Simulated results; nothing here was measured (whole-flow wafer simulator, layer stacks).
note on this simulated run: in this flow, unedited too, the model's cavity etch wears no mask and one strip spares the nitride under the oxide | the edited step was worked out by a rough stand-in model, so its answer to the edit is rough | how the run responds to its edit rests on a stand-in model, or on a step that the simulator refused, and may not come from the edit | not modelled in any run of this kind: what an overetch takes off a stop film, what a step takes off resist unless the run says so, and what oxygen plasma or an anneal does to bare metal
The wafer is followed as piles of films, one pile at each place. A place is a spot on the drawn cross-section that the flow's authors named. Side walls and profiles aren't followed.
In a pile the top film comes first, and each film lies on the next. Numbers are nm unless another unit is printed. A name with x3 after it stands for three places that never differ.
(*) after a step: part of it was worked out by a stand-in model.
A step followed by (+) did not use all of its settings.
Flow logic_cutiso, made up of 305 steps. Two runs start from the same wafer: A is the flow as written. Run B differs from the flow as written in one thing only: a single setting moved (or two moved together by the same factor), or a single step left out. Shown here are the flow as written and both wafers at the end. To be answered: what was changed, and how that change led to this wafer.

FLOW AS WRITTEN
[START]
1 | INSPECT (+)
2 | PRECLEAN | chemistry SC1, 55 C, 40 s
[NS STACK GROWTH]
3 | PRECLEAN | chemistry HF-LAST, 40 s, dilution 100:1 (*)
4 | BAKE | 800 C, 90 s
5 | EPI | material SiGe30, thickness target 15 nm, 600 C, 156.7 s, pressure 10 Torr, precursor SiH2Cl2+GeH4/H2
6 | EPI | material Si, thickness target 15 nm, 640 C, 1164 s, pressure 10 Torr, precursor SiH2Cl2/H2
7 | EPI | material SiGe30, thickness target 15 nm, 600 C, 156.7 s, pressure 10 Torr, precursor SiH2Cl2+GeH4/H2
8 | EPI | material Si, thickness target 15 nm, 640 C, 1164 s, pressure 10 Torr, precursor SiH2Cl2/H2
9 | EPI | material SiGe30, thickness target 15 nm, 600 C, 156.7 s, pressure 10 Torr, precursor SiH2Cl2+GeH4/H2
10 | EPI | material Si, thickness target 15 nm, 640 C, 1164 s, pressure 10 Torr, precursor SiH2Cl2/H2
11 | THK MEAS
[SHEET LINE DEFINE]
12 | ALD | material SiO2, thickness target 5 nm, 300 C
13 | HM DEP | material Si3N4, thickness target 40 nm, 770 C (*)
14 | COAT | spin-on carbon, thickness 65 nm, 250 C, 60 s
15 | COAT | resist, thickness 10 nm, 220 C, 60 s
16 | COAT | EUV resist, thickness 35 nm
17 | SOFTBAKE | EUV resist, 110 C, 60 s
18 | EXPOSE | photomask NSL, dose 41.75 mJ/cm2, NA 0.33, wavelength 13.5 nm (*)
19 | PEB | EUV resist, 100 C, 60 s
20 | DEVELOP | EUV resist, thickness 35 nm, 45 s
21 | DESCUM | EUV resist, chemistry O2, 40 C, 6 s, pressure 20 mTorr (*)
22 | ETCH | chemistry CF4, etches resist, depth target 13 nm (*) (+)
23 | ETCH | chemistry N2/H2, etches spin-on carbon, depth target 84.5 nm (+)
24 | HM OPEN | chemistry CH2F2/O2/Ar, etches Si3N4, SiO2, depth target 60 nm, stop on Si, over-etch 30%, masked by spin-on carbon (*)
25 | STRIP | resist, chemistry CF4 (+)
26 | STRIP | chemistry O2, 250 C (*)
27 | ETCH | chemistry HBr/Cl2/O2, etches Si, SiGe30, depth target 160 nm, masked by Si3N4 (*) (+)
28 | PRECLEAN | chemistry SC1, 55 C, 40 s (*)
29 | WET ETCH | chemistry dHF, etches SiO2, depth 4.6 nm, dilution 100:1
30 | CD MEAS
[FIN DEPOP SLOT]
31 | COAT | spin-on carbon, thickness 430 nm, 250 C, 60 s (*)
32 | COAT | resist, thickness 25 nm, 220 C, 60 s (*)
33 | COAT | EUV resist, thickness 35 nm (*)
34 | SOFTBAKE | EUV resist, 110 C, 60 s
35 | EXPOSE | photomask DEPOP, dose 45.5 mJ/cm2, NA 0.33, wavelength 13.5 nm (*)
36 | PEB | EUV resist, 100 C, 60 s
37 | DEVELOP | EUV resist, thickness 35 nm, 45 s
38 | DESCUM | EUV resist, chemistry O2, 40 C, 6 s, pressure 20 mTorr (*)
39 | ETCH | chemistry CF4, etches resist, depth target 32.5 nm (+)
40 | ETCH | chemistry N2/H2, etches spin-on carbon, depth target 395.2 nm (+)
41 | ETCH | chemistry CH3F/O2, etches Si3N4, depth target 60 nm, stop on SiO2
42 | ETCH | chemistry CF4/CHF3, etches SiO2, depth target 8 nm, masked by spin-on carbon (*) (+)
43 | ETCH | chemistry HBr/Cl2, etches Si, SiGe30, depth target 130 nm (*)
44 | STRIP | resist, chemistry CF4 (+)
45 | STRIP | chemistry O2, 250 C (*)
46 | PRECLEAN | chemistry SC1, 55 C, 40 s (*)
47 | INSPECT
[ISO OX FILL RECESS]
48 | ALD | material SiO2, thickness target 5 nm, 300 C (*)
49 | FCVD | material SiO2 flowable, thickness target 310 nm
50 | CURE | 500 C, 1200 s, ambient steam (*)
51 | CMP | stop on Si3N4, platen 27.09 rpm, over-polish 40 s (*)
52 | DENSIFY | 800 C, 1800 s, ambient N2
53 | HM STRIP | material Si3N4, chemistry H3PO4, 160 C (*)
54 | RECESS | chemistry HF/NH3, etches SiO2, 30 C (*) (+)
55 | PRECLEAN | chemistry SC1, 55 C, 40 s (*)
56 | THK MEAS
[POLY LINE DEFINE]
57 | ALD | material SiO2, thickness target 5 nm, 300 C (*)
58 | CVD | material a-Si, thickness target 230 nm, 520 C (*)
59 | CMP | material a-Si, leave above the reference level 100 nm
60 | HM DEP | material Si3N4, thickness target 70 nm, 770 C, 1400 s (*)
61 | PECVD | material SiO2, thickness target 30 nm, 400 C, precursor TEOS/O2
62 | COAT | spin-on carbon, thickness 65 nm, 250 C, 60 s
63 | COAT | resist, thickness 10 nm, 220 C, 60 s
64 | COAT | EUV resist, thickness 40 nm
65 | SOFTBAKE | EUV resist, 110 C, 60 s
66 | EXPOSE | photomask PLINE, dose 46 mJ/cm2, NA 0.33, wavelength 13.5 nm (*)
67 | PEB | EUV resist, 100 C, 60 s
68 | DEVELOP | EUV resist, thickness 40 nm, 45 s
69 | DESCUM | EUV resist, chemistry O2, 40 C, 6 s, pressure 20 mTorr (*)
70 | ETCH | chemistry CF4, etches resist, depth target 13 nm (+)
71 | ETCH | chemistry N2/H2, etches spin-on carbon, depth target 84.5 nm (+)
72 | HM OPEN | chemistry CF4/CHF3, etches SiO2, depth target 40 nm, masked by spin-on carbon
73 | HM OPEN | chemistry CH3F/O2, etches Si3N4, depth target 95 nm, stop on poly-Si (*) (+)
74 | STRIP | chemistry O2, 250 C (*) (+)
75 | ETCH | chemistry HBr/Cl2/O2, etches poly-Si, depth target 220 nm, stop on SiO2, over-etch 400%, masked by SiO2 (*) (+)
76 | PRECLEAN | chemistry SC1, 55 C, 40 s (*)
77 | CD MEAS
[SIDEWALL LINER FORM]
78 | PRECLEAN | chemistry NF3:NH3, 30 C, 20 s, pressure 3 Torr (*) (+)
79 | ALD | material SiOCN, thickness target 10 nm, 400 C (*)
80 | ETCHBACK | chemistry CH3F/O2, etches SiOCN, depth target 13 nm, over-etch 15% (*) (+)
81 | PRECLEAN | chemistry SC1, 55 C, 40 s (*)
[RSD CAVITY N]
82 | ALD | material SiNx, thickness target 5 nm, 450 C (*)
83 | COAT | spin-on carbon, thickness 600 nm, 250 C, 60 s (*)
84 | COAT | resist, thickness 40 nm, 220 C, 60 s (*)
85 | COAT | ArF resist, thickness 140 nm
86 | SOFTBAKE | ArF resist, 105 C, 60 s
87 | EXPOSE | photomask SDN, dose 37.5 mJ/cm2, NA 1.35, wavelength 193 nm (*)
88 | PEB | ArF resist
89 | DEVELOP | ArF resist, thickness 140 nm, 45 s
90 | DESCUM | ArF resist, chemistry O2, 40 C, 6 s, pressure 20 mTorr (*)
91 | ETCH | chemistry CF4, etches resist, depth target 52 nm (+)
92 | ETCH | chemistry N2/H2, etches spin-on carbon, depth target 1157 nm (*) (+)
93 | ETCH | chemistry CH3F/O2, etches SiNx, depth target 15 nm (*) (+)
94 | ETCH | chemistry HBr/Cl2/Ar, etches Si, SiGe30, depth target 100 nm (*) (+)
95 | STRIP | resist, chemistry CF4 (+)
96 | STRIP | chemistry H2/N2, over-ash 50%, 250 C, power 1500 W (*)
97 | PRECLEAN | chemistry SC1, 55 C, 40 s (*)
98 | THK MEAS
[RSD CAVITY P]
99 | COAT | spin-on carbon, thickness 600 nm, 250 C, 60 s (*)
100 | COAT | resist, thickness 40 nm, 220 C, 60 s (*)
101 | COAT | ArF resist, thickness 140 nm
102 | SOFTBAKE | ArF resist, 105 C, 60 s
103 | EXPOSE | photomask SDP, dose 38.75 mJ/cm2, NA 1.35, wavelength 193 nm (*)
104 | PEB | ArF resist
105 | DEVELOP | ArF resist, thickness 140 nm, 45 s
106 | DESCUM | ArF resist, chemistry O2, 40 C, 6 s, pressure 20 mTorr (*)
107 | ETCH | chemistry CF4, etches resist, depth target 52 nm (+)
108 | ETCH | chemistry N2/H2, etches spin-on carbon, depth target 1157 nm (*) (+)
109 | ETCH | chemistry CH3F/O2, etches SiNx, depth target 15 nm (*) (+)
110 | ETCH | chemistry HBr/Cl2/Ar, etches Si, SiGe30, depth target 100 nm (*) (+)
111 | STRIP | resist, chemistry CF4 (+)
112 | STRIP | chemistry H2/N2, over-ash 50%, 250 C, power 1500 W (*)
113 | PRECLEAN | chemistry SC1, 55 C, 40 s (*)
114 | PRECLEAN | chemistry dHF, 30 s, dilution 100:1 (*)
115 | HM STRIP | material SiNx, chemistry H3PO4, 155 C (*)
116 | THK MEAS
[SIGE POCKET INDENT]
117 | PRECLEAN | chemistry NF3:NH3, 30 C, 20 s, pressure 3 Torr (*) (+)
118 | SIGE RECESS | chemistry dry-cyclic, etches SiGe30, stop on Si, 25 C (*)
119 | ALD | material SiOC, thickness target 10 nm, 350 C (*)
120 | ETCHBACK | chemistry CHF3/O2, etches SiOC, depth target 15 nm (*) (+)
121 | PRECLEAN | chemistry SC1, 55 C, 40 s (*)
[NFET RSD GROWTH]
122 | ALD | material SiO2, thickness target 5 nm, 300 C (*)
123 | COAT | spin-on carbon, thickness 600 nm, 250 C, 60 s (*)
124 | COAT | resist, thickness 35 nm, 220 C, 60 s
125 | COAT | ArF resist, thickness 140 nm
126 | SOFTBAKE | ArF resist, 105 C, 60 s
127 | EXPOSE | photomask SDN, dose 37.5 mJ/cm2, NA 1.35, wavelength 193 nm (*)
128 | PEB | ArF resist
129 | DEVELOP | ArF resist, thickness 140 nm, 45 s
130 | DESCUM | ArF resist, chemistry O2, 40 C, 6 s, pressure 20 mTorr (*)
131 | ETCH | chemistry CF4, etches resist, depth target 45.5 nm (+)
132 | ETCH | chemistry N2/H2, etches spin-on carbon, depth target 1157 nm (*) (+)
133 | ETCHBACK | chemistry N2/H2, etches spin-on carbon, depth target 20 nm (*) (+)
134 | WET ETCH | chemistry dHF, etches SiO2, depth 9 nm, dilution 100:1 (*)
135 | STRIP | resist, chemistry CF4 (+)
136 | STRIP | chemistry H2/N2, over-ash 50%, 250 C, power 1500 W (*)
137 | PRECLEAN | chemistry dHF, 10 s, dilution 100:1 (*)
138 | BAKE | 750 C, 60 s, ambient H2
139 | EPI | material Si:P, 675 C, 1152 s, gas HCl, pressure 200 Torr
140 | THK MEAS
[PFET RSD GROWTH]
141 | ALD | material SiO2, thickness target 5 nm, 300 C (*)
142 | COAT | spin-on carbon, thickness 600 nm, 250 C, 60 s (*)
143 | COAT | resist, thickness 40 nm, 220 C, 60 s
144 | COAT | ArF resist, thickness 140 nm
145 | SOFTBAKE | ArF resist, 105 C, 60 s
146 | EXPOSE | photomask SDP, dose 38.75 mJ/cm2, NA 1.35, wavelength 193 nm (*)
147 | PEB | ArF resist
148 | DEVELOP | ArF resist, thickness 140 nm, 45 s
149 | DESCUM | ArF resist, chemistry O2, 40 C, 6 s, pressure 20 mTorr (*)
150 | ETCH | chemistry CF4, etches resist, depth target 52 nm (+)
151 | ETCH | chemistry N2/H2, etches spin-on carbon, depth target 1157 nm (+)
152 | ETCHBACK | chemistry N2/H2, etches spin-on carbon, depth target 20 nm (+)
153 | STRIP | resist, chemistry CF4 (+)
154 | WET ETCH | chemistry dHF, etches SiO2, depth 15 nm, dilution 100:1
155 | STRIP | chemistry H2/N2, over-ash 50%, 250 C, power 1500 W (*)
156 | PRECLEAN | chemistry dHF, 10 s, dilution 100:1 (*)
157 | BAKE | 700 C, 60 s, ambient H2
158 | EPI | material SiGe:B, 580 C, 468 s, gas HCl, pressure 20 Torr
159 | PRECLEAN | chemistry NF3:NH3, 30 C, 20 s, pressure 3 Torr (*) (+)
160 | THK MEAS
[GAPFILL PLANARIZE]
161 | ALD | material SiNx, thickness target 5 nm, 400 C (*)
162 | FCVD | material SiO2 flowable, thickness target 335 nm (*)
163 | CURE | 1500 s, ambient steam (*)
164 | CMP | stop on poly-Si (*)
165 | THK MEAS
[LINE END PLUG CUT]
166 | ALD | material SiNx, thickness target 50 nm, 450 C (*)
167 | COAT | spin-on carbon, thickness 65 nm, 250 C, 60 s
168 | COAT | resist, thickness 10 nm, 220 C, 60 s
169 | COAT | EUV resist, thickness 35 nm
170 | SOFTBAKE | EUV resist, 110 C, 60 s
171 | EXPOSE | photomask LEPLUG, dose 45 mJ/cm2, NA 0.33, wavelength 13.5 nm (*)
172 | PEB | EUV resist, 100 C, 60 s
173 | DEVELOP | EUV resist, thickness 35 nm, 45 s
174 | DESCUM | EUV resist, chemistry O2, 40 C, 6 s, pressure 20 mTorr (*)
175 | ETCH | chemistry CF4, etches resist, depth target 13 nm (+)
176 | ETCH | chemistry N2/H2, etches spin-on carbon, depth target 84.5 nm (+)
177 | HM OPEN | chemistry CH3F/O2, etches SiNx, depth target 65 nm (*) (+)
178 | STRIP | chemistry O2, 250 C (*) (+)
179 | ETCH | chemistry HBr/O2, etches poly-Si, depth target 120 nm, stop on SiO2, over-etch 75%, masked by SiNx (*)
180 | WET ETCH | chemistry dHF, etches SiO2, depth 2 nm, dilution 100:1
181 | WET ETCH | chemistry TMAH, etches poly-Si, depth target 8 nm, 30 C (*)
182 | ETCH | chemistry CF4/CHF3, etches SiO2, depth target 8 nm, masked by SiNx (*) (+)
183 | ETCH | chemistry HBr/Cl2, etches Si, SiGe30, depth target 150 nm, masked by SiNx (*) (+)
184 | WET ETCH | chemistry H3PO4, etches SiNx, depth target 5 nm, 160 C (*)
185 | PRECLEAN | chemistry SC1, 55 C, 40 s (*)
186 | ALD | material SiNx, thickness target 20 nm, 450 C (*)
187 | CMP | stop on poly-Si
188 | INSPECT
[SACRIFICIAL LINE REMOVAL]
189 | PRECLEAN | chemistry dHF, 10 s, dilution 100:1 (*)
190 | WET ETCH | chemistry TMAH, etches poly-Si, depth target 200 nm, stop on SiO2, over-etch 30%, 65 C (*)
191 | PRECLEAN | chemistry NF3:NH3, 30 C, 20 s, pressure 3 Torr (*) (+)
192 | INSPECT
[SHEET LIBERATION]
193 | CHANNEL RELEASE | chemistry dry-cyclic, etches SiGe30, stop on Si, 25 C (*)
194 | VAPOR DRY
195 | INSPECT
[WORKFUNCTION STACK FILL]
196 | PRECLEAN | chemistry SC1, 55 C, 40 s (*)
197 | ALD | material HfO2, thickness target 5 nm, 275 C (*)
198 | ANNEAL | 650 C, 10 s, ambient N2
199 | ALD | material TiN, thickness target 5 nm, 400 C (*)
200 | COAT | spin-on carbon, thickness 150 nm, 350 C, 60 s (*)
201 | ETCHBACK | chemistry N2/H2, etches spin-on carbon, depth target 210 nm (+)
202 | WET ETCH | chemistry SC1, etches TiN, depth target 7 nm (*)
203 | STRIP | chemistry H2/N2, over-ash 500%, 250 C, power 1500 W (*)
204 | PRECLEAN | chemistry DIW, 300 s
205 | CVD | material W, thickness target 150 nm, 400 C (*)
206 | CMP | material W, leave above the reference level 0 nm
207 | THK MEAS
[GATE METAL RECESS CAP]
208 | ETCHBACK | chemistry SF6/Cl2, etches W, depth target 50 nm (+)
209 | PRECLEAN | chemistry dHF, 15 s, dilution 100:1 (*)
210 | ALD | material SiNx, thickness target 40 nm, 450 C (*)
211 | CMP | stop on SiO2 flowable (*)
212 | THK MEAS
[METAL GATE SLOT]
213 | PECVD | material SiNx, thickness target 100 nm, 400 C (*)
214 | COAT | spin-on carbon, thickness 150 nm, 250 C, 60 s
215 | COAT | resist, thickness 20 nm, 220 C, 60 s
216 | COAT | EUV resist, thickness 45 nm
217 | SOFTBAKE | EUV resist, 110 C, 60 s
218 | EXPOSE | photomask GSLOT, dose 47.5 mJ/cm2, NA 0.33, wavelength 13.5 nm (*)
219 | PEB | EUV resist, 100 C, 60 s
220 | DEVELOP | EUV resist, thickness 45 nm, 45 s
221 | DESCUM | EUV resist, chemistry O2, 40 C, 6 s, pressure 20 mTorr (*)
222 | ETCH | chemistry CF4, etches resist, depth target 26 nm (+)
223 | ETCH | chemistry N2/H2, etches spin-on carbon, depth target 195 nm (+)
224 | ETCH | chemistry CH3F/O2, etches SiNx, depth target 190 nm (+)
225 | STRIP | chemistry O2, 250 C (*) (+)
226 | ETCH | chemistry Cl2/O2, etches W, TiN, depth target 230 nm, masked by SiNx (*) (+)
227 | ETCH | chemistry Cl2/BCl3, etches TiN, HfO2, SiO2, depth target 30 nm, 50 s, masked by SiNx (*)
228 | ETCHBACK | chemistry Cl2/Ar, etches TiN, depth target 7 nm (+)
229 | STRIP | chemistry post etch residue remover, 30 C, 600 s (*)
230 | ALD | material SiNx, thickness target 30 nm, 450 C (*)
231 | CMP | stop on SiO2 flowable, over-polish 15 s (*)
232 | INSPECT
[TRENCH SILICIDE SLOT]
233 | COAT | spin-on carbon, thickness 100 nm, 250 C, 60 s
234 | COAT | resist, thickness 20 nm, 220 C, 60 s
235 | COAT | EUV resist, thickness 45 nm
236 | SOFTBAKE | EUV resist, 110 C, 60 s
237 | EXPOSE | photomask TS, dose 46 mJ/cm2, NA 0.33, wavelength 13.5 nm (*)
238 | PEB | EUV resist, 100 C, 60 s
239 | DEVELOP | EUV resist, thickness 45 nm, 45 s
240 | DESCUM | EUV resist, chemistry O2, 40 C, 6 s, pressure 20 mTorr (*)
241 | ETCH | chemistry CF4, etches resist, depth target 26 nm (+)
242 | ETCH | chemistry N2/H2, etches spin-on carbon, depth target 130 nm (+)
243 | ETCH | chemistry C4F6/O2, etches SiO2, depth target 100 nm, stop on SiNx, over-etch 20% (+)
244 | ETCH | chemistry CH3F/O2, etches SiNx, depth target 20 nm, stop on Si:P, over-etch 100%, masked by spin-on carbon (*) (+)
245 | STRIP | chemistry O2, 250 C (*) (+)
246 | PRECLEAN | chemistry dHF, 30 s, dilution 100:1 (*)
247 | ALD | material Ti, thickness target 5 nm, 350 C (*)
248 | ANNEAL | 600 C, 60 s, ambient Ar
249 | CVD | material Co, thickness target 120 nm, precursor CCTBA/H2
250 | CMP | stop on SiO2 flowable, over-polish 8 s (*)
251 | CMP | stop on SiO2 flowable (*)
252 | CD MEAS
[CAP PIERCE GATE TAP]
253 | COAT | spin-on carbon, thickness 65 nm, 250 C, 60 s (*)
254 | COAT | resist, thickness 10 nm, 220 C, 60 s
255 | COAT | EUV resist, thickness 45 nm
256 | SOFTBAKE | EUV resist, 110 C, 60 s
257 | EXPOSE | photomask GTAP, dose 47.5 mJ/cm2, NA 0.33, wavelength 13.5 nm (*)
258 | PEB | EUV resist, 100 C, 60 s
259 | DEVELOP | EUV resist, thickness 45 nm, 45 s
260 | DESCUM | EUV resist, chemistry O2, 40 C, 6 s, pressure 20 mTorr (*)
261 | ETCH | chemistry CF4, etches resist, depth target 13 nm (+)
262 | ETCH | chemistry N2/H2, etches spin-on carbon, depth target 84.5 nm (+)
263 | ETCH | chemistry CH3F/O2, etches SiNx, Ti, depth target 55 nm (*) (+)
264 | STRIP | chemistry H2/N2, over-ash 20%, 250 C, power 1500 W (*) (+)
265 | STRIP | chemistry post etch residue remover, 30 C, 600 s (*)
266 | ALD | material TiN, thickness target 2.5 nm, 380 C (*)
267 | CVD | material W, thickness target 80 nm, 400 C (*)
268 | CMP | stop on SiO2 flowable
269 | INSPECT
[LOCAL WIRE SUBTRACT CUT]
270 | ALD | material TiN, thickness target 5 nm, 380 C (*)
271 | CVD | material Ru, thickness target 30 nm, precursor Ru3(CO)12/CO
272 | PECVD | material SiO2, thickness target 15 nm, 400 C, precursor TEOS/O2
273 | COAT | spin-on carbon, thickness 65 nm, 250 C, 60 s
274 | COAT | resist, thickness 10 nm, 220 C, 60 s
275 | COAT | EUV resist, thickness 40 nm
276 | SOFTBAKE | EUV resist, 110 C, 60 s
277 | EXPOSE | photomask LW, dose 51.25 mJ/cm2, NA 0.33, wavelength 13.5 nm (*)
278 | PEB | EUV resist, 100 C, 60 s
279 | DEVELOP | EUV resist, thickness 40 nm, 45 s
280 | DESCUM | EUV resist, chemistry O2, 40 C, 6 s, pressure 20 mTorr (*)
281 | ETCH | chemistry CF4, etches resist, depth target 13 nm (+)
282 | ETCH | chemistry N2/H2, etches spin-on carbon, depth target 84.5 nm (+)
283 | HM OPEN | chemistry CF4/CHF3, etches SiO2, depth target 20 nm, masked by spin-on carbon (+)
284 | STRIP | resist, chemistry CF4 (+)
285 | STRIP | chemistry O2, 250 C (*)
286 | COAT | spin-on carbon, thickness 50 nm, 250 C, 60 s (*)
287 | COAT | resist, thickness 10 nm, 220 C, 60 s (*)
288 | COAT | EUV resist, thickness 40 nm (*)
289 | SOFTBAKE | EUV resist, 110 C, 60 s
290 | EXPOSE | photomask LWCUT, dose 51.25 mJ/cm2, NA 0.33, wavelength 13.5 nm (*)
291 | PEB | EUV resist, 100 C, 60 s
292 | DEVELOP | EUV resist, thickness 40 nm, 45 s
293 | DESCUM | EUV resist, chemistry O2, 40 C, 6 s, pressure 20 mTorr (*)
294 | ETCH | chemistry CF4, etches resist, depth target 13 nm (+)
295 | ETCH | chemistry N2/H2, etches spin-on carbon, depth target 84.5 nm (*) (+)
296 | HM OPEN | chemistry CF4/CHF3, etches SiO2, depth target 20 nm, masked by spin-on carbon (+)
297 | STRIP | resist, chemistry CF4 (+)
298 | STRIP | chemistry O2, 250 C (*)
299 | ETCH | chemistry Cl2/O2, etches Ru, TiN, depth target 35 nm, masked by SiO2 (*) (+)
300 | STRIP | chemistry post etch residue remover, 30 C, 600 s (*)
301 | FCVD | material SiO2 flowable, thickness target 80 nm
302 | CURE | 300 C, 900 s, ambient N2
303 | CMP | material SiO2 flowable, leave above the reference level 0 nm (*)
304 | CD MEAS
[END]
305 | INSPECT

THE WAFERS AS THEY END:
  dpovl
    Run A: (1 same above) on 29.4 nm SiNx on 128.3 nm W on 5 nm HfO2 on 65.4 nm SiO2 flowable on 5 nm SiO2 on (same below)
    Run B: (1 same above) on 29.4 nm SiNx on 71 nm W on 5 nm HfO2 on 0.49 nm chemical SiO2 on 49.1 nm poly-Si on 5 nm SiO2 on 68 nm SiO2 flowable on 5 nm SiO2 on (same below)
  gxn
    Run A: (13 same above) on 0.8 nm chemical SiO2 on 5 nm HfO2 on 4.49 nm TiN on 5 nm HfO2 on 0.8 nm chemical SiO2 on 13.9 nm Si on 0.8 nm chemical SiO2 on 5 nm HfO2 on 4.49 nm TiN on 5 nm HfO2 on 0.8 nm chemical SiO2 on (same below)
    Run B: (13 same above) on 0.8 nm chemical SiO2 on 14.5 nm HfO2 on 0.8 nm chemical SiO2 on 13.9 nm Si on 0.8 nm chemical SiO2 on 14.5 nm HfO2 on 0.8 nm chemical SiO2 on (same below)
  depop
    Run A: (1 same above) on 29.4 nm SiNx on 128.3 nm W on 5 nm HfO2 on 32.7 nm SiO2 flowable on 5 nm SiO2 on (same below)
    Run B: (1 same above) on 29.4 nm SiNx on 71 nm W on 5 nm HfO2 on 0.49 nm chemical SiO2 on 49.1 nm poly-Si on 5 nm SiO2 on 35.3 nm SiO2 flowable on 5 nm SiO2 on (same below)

The reason: step 190, WET ETCH: depth target 140 nm was run, while the flow as written has depth target 200 nm.

How this came from the change, step by step:
  190 | WET ETCH | chemistry TMAH, etches poly-Si, depth target 200 nm, stop on SiO2, over-etch 30%, 65 C (*)
      depop, dpovl, gfld, gxf, isow, nsgap: A -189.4 poly-Si (all of it) | B -140 poly-Si
  191 | PRECLEAN | chemistry NF3:NH3, 30 C, 20 s, pressure 3 Torr (*) (+)
      depop, dpovl, gfld, gxf, isow, nsgap: A -5 SiO2 (all of it), -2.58 SiO2 flowable | B nothing
  197 | ALD | material HfO2, thickness target 5 nm, 275 C (*)
      gxn, gxp: A +5 HfO2 (new film), +5 HfO2 (new film), -10 cavity, +5 HfO2 (new film), +5 HfO2 (new film), -10 cavity, +5 HfO2 (new film), +5 HfO2 (new film), -10 cavity, +5 HfO2 (new film) | B +5 HfO2 (new film), +5 HfO2 (new film), -10 cavity, +5 HfO2 (new film), +14.5 HfO2 (new film), -14.5 cavity (all of it), +14.5 HfO2 (new film), -14.5 cavity (all of it)
      gxf: A +7.7 HfO2 (new film) | B +5 HfO2 (new film)
  199 | ALD | material TiN, thickness target 5 nm, 400 C (*)
      gxn, gxp: A +5 TiN (new film), +4.49 TiN (new film), -4.49 cavity (all of it), +4.49 TiN (new film), -4.49 cavity (all of it), +4.49 TiN (new film), -4.49 cavity (all of it) | B +5 TiN (new film), +4.49 TiN (new film), -4.49 cavity (all of it)
      gfld: A +7.64 TiN (new film) | B +5 TiN (new film)
  200 | COAT | spin-on carbon, thickness 150 nm, 350 C, 60 s (*)
      depop: A +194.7 spin-on carbon (new film) | B +166.7 spin-on carbon (new film)
      dpovl: A +194.8 spin-on carbon (new film) | B +166.8 spin-on carbon (new film)
      (and at 5 other places as well)
  201 | ETCHBACK | chemistry N2/H2, etches spin-on carbon, depth target 210 nm (+)
      depop: A -194.7 spin-on carbon (all of it) | B -166.7 spin-on carbon (all of it)
      dpovl: A -194.8 spin-on carbon (all of it) | B -166.8 spin-on carbon (all of it)
      (and at 3 other places as well)
  203 | STRIP | chemistry H2/N2, over-ash 500%, 250 C, power 1500 W (*)
      gl, glp: A -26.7 spin-on carbon (all of it) | B -27.9 spin-on carbon (all of it)
      gxn, gxp: A -26.8 spin-on carbon (all of it) | B -28 spin-on carbon (all of it)
      (and at 3 other places as well)
  205 | CVD | material W, thickness target 150 nm, 400 C (*)
      depop, dpovl, isow, nsgap: A +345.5 W (new film) | B +288.2 W (new film)
      gfld: A +337.9 W (new film) | B +283.2 W (new film)
      (and at 1 other place as well)
  226 | ETCH | chemistry Cl2/O2, etches W, TiN, depth target 230 nm, masked by SiNx (*) (+)
      depop, dpovl, gl and 18 more: A -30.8 SiNx | B -16.5 SiNx
      gfld: A -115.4 W (all of it), -7.64 TiN (all of it), -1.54 HfO2 | B -60.8 W (all of it), -5 TiN (all of it), -0.82 HfO2
  227 | ETCH | chemistry Cl2/BCl3, etches TiN, HfO2, SiO2, depth target 30 nm, 50 s, masked by SiNx (*)
      gfld: A -3.46 HfO2 (all of it), -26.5 SiO2 flowable | B -4.18 HfO2 (all of it), -0.49 chemical SiO2 (all of it), -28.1 poly-Si
  228 | ETCHBACK | chemistry Cl2/Ar, etches TiN, depth target 7 nm (+)
      gfld: A -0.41 SiO2 flowable | B -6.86 poly-Si
  230 | ALD | material SiNx, thickness target 30 nm, 450 C (*)
      gfld: A +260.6 SiNx (new film) | B +226.2 SiNx (new film)
  231 | CMP | stop on SiO2 flowable, over-polish 15 s (*)
      depop, dpovl, gl and 9 more: A -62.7 SiNx | B -77 SiNx
      lnr, lnri, lnrp, lnrt: A -61 SiNx (all of it), -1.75 SiOCN | B -75.3 SiNx (all of it), -1.75 SiOCN
      (and at 6 other places as well)
With metal films that touch counted as one body, gxn has 2 bodies (between them, from the top down: HfO2 5 / chemical SiO2 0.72 / Si 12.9 / chemical SiO2 0.8 / HfO2 5); the flow as written gives 4 bodies (between them, from the top down: HfO2 5 / chemical SiO2 0.72 / Si 12.9 / chemical SiO2 0.8 / HfO2 5; HfO2 5 / chemical SiO2 0.8 / Si 13.9 / chemical SiO2 0.8 / HfO2 5; HfO2 5 / chemical SiO2 0.8 / Si 13.9 / chemical SiO2 0.8 / HfO2 5).
